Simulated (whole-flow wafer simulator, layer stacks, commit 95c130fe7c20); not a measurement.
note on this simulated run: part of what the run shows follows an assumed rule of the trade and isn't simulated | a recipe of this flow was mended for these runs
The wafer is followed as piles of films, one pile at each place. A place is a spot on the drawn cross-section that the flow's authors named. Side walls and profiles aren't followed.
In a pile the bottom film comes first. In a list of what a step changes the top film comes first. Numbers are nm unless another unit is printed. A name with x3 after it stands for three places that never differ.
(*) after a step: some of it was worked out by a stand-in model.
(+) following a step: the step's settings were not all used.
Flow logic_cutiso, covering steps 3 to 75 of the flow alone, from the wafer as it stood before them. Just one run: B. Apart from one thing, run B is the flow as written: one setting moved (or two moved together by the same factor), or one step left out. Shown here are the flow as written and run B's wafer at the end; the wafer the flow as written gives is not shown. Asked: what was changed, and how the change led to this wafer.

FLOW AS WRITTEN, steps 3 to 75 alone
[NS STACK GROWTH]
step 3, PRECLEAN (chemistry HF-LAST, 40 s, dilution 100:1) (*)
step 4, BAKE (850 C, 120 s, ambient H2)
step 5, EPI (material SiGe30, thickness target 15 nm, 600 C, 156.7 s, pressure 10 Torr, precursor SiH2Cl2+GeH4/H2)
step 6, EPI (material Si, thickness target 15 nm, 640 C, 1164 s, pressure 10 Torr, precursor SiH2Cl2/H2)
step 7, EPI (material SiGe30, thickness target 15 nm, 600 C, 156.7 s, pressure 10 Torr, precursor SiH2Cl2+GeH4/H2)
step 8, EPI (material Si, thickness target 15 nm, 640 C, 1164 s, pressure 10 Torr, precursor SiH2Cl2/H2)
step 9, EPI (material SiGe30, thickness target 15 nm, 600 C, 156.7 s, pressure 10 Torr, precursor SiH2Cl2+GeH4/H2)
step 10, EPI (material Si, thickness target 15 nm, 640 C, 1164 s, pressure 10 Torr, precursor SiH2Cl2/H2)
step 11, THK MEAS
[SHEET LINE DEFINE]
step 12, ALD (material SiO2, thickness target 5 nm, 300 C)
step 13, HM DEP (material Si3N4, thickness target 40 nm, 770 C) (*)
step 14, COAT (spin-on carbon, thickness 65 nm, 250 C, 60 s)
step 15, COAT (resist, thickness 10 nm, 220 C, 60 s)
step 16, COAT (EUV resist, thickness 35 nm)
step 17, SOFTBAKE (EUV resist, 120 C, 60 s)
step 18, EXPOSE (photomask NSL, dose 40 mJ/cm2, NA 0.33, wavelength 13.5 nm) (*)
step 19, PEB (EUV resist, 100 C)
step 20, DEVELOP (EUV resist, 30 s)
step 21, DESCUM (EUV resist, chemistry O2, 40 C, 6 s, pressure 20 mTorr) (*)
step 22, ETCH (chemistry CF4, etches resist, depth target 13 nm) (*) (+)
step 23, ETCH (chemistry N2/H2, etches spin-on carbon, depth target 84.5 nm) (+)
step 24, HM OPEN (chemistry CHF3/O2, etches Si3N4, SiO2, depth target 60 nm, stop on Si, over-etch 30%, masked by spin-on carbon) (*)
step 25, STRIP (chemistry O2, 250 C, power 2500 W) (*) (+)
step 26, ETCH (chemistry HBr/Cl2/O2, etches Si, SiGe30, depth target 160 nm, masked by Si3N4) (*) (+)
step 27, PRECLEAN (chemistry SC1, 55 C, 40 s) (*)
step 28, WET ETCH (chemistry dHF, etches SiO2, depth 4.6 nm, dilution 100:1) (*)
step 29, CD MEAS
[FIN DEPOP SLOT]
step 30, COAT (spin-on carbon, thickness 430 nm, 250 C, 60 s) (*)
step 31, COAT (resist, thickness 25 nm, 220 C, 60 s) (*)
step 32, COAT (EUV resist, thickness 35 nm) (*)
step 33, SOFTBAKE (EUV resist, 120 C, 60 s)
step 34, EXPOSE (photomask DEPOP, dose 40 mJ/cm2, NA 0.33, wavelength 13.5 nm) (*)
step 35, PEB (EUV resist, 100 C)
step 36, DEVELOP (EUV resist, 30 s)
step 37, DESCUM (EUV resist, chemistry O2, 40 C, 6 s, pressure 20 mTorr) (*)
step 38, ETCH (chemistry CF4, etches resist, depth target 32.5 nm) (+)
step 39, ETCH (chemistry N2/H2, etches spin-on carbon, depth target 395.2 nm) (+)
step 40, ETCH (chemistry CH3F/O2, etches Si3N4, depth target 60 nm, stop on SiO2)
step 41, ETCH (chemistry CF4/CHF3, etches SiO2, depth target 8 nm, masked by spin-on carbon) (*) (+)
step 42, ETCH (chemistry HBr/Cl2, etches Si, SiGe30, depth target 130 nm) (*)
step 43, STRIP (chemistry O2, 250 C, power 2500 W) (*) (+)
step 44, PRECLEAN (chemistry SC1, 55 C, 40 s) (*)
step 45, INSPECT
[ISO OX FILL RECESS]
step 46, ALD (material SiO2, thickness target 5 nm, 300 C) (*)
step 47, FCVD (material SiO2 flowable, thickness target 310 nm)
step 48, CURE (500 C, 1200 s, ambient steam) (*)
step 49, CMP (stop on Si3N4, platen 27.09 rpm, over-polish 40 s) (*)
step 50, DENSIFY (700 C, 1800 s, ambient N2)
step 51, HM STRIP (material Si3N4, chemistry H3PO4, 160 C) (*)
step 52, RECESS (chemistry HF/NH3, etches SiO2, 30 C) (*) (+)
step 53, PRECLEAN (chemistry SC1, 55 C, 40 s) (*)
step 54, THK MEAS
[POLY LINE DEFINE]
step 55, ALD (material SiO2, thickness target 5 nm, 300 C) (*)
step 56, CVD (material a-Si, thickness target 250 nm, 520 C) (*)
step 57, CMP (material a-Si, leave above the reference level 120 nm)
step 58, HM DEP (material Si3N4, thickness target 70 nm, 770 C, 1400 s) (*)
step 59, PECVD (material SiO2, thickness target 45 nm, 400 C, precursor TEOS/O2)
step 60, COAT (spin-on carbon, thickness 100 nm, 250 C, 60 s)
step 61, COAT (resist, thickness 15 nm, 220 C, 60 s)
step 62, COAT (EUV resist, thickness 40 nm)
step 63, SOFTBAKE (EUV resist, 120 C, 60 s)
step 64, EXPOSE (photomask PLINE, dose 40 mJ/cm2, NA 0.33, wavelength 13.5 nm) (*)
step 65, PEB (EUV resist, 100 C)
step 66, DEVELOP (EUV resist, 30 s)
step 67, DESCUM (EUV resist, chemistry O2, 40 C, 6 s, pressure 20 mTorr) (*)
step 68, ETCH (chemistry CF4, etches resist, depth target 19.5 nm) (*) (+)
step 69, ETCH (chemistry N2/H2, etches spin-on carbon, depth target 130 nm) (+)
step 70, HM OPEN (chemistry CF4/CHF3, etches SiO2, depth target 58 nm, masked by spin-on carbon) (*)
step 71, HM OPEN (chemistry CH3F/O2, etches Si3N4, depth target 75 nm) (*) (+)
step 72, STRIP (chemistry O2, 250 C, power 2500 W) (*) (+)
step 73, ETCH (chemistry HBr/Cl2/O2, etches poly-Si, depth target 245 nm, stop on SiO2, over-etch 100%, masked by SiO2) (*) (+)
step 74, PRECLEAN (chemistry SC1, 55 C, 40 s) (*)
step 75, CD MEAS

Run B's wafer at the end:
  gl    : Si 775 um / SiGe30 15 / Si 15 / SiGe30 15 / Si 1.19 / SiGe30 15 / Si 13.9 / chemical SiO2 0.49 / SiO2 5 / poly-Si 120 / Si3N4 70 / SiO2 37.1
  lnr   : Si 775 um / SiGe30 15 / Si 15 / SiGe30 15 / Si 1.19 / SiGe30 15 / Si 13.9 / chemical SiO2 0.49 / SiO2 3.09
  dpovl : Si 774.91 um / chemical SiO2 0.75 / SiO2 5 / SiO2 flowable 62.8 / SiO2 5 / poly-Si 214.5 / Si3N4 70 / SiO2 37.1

Cause: step 8, EPI: 592 C was run, though the flow has 640 C.

The path from the change to this, step by step:
  step 8, EPI (material Si, thickness target 15 nm, 640 C, 1164 s, pressure 10 Torr, precursor SiH2Cl2/H2)
      depop, dpovl, gfld and 19 more: Si gains 1.19 (new film) (it would be, as written: Si gains 15 (new film))
  step 26, ETCH (chemistry HBr/Cl2/O2, etches Si, SiGe30, depth target 160 nm, masked by Si3N4) (*) (+)
      dpovl, gfld, gxf, iso, isow, lnri, nsgap: chemical SiO2 loses 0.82 (all of it), Si loses 12 (all of it), SiGe30 loses 15 (all of it), Si loses 1.19 (all of it), SiGe30 loses 15 (all of it), Si loses 15 (all of it), SiGe30 loses 15 (all of it), Si loses 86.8 (it would be, as written: chemical SiO2 loses 0.82 (all of it), Si loses 12 (all of it), SiGe30 loses 15 (all of it), Si loses 15 (all of it), SiGe30 loses 15 (all of it), Si loses 15 (all of it), SiGe30 loses 15 (all of it), Si loses 73)
  step 42, ETCH (chemistry HBr/Cl2, etches Si, SiGe30, depth target 130 nm) (*)
      depop: Si loses 13.8 (all of it), SiGe30 loses 15 (all of it), Si loses 1.19 (all of it), SiGe30 loses 15 (all of it), Si loses 15 (all of it), SiGe30 loses 15 (all of it), Si loses 55 (it would be, as written: Si loses 13.8 (all of it), SiGe30 loses 15 (all of it), Si loses 15 (all of it), SiGe30 loses 15 (all of it), Si loses 15 (all of it), SiGe30 loses 15 (all of it), Si loses 41.2)
